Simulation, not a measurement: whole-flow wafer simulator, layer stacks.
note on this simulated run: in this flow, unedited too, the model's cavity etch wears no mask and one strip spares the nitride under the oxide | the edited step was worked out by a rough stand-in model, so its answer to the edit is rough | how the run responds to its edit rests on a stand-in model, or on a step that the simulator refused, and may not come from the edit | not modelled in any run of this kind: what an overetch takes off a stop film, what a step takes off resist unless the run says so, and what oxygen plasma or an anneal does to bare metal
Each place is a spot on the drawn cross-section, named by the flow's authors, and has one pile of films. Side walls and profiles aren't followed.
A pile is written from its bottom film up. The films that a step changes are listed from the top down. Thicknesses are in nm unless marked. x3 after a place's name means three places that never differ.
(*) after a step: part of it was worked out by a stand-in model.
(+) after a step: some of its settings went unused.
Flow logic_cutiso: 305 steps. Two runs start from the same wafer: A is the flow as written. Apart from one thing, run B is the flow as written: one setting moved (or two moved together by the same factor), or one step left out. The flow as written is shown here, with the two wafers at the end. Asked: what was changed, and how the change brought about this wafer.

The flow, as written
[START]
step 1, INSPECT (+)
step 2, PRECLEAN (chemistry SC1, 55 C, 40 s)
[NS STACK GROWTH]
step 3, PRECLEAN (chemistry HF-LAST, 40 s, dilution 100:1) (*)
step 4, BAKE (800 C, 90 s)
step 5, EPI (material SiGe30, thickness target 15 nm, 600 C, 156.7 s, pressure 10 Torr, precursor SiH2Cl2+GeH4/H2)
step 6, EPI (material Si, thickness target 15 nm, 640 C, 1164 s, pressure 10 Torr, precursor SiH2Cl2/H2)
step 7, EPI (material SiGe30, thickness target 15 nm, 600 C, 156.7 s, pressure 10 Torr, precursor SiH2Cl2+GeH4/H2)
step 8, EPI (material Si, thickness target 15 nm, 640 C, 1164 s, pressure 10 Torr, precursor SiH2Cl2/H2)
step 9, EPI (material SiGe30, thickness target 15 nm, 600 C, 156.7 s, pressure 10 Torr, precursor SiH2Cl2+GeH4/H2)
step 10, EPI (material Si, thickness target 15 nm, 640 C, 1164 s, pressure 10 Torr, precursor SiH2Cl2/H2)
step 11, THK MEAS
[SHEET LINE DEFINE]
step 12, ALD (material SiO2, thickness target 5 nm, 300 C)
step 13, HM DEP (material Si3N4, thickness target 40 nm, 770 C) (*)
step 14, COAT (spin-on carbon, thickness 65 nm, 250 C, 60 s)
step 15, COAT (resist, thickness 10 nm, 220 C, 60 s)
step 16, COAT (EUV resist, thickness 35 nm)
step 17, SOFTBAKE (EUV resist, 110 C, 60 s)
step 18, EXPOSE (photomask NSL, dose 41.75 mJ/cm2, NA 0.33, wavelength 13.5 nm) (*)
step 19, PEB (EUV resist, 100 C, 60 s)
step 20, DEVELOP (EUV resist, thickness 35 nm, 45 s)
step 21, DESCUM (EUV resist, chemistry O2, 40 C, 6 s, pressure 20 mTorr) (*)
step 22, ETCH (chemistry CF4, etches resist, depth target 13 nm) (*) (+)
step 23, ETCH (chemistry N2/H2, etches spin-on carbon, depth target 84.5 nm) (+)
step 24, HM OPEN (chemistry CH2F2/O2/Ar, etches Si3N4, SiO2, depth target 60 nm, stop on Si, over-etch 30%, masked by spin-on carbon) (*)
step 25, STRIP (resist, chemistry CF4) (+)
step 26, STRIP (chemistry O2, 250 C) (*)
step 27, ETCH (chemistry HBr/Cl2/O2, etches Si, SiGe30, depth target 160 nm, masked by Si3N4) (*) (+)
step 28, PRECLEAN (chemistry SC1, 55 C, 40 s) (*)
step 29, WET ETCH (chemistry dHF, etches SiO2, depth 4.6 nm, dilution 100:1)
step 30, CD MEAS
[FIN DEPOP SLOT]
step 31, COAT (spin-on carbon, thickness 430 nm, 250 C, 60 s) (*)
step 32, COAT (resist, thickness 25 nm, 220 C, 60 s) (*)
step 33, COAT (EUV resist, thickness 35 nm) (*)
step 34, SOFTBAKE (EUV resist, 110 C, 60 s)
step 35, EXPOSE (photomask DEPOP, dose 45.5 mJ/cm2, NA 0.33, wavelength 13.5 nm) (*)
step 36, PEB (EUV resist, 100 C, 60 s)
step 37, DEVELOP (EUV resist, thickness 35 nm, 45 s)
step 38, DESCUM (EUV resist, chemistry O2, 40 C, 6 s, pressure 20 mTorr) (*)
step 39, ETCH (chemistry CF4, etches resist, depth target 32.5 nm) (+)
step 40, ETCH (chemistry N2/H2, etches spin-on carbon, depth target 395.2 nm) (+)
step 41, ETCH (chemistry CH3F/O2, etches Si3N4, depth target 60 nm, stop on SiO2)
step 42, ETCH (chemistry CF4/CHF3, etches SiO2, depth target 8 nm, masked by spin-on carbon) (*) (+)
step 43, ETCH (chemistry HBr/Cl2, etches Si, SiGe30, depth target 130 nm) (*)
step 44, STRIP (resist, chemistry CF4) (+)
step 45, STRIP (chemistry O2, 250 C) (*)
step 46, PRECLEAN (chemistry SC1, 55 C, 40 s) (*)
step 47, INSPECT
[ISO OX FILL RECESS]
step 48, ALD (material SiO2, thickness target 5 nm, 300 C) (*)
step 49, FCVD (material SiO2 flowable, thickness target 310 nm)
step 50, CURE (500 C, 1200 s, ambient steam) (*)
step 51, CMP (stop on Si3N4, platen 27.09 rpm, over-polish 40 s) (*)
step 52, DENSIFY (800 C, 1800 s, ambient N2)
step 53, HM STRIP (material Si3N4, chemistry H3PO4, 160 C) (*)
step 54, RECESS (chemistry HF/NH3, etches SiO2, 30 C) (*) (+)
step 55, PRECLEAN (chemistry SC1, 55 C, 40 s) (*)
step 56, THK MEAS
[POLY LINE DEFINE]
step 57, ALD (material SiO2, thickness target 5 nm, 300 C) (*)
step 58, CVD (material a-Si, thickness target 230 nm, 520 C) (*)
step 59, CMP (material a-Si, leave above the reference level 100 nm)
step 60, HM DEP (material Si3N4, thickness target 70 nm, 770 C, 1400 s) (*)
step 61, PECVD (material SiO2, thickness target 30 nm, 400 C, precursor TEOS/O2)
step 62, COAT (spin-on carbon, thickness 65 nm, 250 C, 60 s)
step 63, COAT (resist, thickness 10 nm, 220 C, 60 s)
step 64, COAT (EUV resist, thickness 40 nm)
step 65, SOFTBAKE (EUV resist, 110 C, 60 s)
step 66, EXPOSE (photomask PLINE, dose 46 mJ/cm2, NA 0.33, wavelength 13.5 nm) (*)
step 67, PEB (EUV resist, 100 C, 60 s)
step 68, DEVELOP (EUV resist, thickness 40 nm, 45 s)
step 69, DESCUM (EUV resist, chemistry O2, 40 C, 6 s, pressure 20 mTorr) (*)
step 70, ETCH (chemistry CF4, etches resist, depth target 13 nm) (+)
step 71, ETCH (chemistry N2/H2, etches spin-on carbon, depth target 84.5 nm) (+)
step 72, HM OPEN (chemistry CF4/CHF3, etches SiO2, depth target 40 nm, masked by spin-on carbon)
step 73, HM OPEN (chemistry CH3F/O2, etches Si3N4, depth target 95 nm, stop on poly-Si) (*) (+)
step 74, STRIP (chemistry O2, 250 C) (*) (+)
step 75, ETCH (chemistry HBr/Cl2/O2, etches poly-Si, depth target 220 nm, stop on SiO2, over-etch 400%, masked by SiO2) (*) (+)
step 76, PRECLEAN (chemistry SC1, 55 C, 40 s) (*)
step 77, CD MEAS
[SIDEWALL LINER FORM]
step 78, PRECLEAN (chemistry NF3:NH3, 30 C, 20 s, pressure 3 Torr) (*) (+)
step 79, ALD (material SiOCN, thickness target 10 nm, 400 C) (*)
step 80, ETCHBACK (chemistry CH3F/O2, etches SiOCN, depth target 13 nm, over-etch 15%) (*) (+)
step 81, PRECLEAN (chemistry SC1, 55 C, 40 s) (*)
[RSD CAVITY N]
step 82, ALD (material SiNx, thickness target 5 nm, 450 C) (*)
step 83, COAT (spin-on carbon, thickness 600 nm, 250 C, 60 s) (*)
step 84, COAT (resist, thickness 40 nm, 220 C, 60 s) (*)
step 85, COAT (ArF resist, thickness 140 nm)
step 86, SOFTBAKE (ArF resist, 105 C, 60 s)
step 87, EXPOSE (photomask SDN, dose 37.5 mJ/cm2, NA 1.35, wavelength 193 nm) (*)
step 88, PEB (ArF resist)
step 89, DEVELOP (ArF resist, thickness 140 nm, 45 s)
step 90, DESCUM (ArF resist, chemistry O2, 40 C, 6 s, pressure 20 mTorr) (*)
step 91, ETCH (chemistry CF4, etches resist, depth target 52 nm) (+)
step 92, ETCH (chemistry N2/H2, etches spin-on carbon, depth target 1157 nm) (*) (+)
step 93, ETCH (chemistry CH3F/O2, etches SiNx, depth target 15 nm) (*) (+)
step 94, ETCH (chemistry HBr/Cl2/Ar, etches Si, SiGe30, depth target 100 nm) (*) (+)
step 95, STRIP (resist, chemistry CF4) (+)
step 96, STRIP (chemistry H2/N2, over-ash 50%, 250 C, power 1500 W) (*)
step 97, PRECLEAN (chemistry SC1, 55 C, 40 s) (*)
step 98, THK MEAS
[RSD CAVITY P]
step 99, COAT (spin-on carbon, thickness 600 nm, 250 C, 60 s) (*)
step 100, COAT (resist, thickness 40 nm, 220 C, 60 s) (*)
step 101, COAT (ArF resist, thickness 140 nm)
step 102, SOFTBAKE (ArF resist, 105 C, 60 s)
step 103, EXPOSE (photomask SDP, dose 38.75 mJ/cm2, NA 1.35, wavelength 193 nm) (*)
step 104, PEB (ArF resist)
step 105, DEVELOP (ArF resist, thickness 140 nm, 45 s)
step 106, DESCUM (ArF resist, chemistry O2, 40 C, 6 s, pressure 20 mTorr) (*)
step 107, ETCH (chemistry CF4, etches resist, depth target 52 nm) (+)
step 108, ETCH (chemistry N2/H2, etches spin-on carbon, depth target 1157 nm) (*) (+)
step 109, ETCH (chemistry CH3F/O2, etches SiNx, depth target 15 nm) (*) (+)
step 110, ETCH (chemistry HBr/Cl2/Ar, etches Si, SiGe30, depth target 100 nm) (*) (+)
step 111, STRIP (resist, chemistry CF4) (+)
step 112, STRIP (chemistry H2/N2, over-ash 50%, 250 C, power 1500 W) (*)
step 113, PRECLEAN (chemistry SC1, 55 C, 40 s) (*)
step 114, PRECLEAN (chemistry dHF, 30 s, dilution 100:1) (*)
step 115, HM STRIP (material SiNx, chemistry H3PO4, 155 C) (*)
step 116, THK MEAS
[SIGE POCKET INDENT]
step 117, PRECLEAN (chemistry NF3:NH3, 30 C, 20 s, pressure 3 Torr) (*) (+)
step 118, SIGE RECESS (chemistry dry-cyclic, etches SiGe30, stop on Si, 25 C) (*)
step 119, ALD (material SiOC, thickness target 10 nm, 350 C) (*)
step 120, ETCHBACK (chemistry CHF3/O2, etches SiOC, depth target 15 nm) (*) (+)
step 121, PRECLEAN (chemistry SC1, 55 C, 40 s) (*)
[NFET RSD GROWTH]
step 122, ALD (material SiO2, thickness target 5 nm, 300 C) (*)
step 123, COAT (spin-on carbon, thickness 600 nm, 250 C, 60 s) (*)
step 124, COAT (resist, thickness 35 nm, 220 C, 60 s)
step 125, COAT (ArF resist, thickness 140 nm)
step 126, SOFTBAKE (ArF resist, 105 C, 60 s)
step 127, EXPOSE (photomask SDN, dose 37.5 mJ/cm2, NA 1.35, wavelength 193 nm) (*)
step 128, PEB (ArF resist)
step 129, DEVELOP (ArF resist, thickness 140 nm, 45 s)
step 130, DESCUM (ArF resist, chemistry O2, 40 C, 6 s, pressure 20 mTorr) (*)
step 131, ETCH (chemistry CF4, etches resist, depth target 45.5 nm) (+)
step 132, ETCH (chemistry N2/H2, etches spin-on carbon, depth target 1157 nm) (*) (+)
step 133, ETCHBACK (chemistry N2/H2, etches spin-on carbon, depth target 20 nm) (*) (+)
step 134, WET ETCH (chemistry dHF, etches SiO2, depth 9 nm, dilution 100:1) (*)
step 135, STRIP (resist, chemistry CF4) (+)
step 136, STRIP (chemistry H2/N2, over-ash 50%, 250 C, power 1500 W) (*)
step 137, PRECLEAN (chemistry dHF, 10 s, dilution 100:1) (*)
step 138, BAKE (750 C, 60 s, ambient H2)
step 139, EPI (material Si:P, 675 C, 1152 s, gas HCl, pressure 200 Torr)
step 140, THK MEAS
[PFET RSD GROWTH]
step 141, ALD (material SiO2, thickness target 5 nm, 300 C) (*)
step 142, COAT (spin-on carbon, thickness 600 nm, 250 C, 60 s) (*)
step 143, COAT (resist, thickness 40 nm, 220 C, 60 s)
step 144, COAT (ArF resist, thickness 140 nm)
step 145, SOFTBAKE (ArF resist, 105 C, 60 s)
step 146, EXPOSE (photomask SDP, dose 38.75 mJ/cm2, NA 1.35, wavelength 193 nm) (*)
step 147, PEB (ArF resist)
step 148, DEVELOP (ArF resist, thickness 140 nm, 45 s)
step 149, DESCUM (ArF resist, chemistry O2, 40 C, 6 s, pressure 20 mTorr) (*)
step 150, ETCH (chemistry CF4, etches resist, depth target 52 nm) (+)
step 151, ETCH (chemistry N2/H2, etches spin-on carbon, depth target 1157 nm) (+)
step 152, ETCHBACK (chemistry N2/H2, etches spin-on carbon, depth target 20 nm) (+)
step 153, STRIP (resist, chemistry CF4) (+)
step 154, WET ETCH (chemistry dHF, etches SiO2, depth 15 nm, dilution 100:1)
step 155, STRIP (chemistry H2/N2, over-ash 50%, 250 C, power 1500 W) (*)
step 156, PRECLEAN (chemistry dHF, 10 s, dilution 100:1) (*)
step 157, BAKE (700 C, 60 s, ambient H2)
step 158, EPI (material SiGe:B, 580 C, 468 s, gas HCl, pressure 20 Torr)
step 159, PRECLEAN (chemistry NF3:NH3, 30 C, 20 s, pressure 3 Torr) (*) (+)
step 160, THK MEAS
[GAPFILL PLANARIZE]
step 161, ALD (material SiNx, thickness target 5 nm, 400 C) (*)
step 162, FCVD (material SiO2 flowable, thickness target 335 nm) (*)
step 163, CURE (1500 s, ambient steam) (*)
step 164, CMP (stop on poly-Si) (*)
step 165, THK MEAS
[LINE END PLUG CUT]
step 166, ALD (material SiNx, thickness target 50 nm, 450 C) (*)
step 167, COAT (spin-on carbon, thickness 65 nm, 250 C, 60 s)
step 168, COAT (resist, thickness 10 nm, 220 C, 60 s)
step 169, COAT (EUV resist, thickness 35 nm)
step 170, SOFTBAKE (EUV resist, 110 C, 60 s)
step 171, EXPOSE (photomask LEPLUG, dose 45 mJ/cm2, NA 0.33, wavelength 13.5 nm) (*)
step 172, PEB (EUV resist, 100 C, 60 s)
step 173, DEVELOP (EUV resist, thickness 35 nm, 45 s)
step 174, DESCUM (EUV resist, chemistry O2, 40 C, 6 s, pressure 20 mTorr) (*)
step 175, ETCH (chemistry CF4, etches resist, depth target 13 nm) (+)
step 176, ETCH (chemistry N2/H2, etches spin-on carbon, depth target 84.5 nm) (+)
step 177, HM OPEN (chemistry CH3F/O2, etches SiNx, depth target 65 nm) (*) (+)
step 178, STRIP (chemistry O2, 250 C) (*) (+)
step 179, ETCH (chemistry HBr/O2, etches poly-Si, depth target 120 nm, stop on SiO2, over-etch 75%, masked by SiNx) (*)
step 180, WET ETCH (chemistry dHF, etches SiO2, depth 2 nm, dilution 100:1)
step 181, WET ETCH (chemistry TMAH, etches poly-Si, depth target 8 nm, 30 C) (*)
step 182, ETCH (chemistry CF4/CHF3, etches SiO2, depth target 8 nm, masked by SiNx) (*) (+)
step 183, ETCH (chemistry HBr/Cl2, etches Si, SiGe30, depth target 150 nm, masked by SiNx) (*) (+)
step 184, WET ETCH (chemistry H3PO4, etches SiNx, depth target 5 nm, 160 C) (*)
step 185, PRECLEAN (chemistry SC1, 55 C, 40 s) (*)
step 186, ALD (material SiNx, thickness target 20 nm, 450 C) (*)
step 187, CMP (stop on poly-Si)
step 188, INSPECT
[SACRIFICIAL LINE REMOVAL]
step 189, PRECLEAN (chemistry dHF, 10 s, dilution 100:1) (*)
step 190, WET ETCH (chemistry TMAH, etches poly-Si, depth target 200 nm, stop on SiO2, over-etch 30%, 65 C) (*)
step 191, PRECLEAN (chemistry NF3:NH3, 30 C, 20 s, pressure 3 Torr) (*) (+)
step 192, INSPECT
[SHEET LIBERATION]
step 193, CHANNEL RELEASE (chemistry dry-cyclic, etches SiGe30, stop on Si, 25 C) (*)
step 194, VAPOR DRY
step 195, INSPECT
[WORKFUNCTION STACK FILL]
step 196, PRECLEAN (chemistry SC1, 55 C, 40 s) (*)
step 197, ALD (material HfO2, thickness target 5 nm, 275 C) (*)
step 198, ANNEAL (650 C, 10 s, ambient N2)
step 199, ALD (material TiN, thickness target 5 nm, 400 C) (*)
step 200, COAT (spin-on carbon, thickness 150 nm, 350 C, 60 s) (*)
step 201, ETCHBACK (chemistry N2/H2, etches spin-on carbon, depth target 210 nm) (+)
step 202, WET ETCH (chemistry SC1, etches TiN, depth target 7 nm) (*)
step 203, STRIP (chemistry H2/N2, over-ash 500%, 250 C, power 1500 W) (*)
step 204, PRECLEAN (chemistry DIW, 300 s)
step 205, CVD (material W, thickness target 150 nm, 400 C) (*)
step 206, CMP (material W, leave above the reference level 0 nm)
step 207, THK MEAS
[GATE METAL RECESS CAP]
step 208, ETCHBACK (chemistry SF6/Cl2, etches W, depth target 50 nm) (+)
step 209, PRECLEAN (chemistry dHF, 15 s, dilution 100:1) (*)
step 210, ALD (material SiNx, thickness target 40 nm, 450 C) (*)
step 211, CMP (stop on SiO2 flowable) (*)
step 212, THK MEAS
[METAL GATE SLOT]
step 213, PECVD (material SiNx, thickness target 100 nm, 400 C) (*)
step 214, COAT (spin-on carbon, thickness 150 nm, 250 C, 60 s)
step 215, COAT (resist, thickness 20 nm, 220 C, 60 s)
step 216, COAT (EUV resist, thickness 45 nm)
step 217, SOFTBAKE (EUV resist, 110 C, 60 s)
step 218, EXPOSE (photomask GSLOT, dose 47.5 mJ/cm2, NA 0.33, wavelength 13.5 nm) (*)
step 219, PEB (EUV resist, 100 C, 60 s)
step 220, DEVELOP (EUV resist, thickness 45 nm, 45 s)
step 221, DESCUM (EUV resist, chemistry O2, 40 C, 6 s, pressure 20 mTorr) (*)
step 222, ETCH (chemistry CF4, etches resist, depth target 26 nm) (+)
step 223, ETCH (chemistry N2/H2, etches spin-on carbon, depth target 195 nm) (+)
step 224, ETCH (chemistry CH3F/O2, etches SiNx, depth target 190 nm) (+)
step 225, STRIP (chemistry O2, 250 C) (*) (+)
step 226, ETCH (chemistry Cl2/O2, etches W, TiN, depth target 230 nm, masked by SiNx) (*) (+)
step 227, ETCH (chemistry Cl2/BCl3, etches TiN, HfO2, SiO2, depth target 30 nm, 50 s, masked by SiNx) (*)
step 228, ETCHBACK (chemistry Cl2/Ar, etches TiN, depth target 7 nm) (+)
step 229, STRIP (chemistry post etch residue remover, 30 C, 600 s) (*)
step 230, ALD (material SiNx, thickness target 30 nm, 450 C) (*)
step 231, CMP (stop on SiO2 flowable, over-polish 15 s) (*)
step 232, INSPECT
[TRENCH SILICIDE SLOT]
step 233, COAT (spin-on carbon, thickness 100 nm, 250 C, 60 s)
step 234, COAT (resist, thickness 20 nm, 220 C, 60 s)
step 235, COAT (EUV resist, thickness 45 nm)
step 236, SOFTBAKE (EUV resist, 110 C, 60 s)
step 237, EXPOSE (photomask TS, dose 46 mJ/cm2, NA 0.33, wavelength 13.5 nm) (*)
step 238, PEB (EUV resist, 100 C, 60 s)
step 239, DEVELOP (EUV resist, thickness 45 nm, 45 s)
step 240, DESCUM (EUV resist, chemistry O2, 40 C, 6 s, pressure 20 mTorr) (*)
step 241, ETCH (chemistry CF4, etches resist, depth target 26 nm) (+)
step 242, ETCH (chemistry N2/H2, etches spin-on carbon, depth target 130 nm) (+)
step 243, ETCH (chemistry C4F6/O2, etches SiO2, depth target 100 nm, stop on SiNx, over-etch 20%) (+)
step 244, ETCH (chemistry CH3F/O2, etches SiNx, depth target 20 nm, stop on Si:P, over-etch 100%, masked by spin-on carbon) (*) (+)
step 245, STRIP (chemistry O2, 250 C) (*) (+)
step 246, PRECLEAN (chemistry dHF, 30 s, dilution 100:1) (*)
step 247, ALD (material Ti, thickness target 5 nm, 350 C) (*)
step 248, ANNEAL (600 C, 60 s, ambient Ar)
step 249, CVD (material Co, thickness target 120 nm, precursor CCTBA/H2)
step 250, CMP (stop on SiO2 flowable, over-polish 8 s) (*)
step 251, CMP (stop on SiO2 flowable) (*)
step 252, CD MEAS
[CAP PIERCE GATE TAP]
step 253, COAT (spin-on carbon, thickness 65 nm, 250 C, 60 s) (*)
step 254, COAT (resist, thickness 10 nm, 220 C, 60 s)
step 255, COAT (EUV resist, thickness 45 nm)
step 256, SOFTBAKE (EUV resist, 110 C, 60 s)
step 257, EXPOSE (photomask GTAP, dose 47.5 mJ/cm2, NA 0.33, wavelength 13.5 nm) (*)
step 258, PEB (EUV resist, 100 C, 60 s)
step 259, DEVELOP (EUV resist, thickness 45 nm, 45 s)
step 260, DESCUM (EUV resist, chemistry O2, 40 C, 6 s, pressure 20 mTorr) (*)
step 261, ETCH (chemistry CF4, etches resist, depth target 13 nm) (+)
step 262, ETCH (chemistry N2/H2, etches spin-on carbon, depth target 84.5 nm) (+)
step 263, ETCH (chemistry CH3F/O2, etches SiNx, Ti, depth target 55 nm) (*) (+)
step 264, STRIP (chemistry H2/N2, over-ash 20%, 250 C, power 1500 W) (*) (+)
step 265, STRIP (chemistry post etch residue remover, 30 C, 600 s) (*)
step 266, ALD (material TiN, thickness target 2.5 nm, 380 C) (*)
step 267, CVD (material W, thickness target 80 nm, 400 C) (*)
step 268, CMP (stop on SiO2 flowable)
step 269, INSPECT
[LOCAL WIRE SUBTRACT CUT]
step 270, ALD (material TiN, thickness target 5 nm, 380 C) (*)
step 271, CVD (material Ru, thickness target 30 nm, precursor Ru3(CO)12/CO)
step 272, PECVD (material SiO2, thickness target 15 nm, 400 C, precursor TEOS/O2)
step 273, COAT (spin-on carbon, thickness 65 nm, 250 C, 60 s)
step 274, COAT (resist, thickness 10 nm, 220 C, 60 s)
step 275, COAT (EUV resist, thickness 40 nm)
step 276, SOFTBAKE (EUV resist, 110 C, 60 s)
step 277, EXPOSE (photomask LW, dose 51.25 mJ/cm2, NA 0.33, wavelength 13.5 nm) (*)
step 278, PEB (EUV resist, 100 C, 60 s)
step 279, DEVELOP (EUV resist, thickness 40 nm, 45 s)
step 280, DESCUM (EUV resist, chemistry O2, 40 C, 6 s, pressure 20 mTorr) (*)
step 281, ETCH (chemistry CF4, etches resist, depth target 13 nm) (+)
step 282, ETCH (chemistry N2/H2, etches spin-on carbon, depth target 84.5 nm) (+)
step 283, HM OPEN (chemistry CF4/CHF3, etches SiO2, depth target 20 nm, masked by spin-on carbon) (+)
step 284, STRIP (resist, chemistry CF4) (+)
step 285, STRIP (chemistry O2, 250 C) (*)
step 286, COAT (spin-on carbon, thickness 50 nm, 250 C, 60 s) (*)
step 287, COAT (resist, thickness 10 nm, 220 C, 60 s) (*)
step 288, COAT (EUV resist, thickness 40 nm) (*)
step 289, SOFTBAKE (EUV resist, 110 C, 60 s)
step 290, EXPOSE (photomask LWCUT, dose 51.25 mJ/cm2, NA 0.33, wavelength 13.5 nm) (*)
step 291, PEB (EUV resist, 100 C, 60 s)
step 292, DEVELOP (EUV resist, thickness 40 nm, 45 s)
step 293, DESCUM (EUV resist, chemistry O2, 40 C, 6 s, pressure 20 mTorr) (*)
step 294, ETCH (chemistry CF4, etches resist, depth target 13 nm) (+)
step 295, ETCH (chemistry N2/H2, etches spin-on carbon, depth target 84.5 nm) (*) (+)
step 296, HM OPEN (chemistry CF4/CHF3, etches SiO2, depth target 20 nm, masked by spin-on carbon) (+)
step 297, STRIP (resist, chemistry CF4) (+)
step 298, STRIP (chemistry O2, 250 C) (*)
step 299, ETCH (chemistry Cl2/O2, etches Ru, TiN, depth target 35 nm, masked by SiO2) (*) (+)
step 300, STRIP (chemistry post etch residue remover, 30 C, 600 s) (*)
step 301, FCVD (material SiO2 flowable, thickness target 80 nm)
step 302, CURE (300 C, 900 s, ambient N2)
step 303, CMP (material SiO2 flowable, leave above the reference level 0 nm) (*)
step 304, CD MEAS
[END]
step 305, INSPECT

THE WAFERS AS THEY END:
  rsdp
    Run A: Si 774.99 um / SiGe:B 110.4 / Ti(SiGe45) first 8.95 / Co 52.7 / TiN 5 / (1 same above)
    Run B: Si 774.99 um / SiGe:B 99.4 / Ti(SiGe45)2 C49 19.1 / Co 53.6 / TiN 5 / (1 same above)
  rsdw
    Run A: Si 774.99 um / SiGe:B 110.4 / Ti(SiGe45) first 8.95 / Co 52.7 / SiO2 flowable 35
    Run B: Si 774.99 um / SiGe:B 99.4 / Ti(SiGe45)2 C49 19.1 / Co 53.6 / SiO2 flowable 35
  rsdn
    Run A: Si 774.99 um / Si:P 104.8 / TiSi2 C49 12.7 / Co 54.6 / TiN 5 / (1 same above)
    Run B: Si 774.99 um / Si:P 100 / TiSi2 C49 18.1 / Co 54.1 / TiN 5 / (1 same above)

Cause: step 247, ALD: thickness target 7.1 nm was run, though the flow has thickness target 5 nm.

How this came from the change, step by step:
  step 247, ALD (material Ti, thickness target 5 nm, 350 C) (*)
      depop, dpovl, gfld and 19 more: A +5 Ti (new film) | B +7.1 Ti (new film)
  step 248, ANNEAL (600 C, 60 s, ambient Ar)
      rsdp, rsdw: A +8.95 Ti(SiGe45) first (new film), -5 Ti (all of it), -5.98 SiGe:B | B +19.1 Ti(SiGe45)2 C49 (new film), -7.1 Ti (all of it), -17 SiGe:B
      rsdn: A +12.7 TiSi2 C49 (new film), -5 Ti (all of it), -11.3 Si:P | B +18.1 TiSi2 C49 (new film), -7.1 Ti (all of it), -16.1 Si:P
  step 250, CMP (stop on SiO2 flowable, over-polish 8 s) (*)
      iso: A -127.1 Co | B -128.3 Co (all of it), -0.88 Ti
      rsdx: A -127.9 Co (all of it) | B -127.9 Co (all of it), -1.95 Ti
      (as well as at 17 more places)
  step 251, CMP (stop on SiO2 flowable) (*)
      iso: A -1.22 Co (all of it), -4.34 Ti | B -5.55 Ti
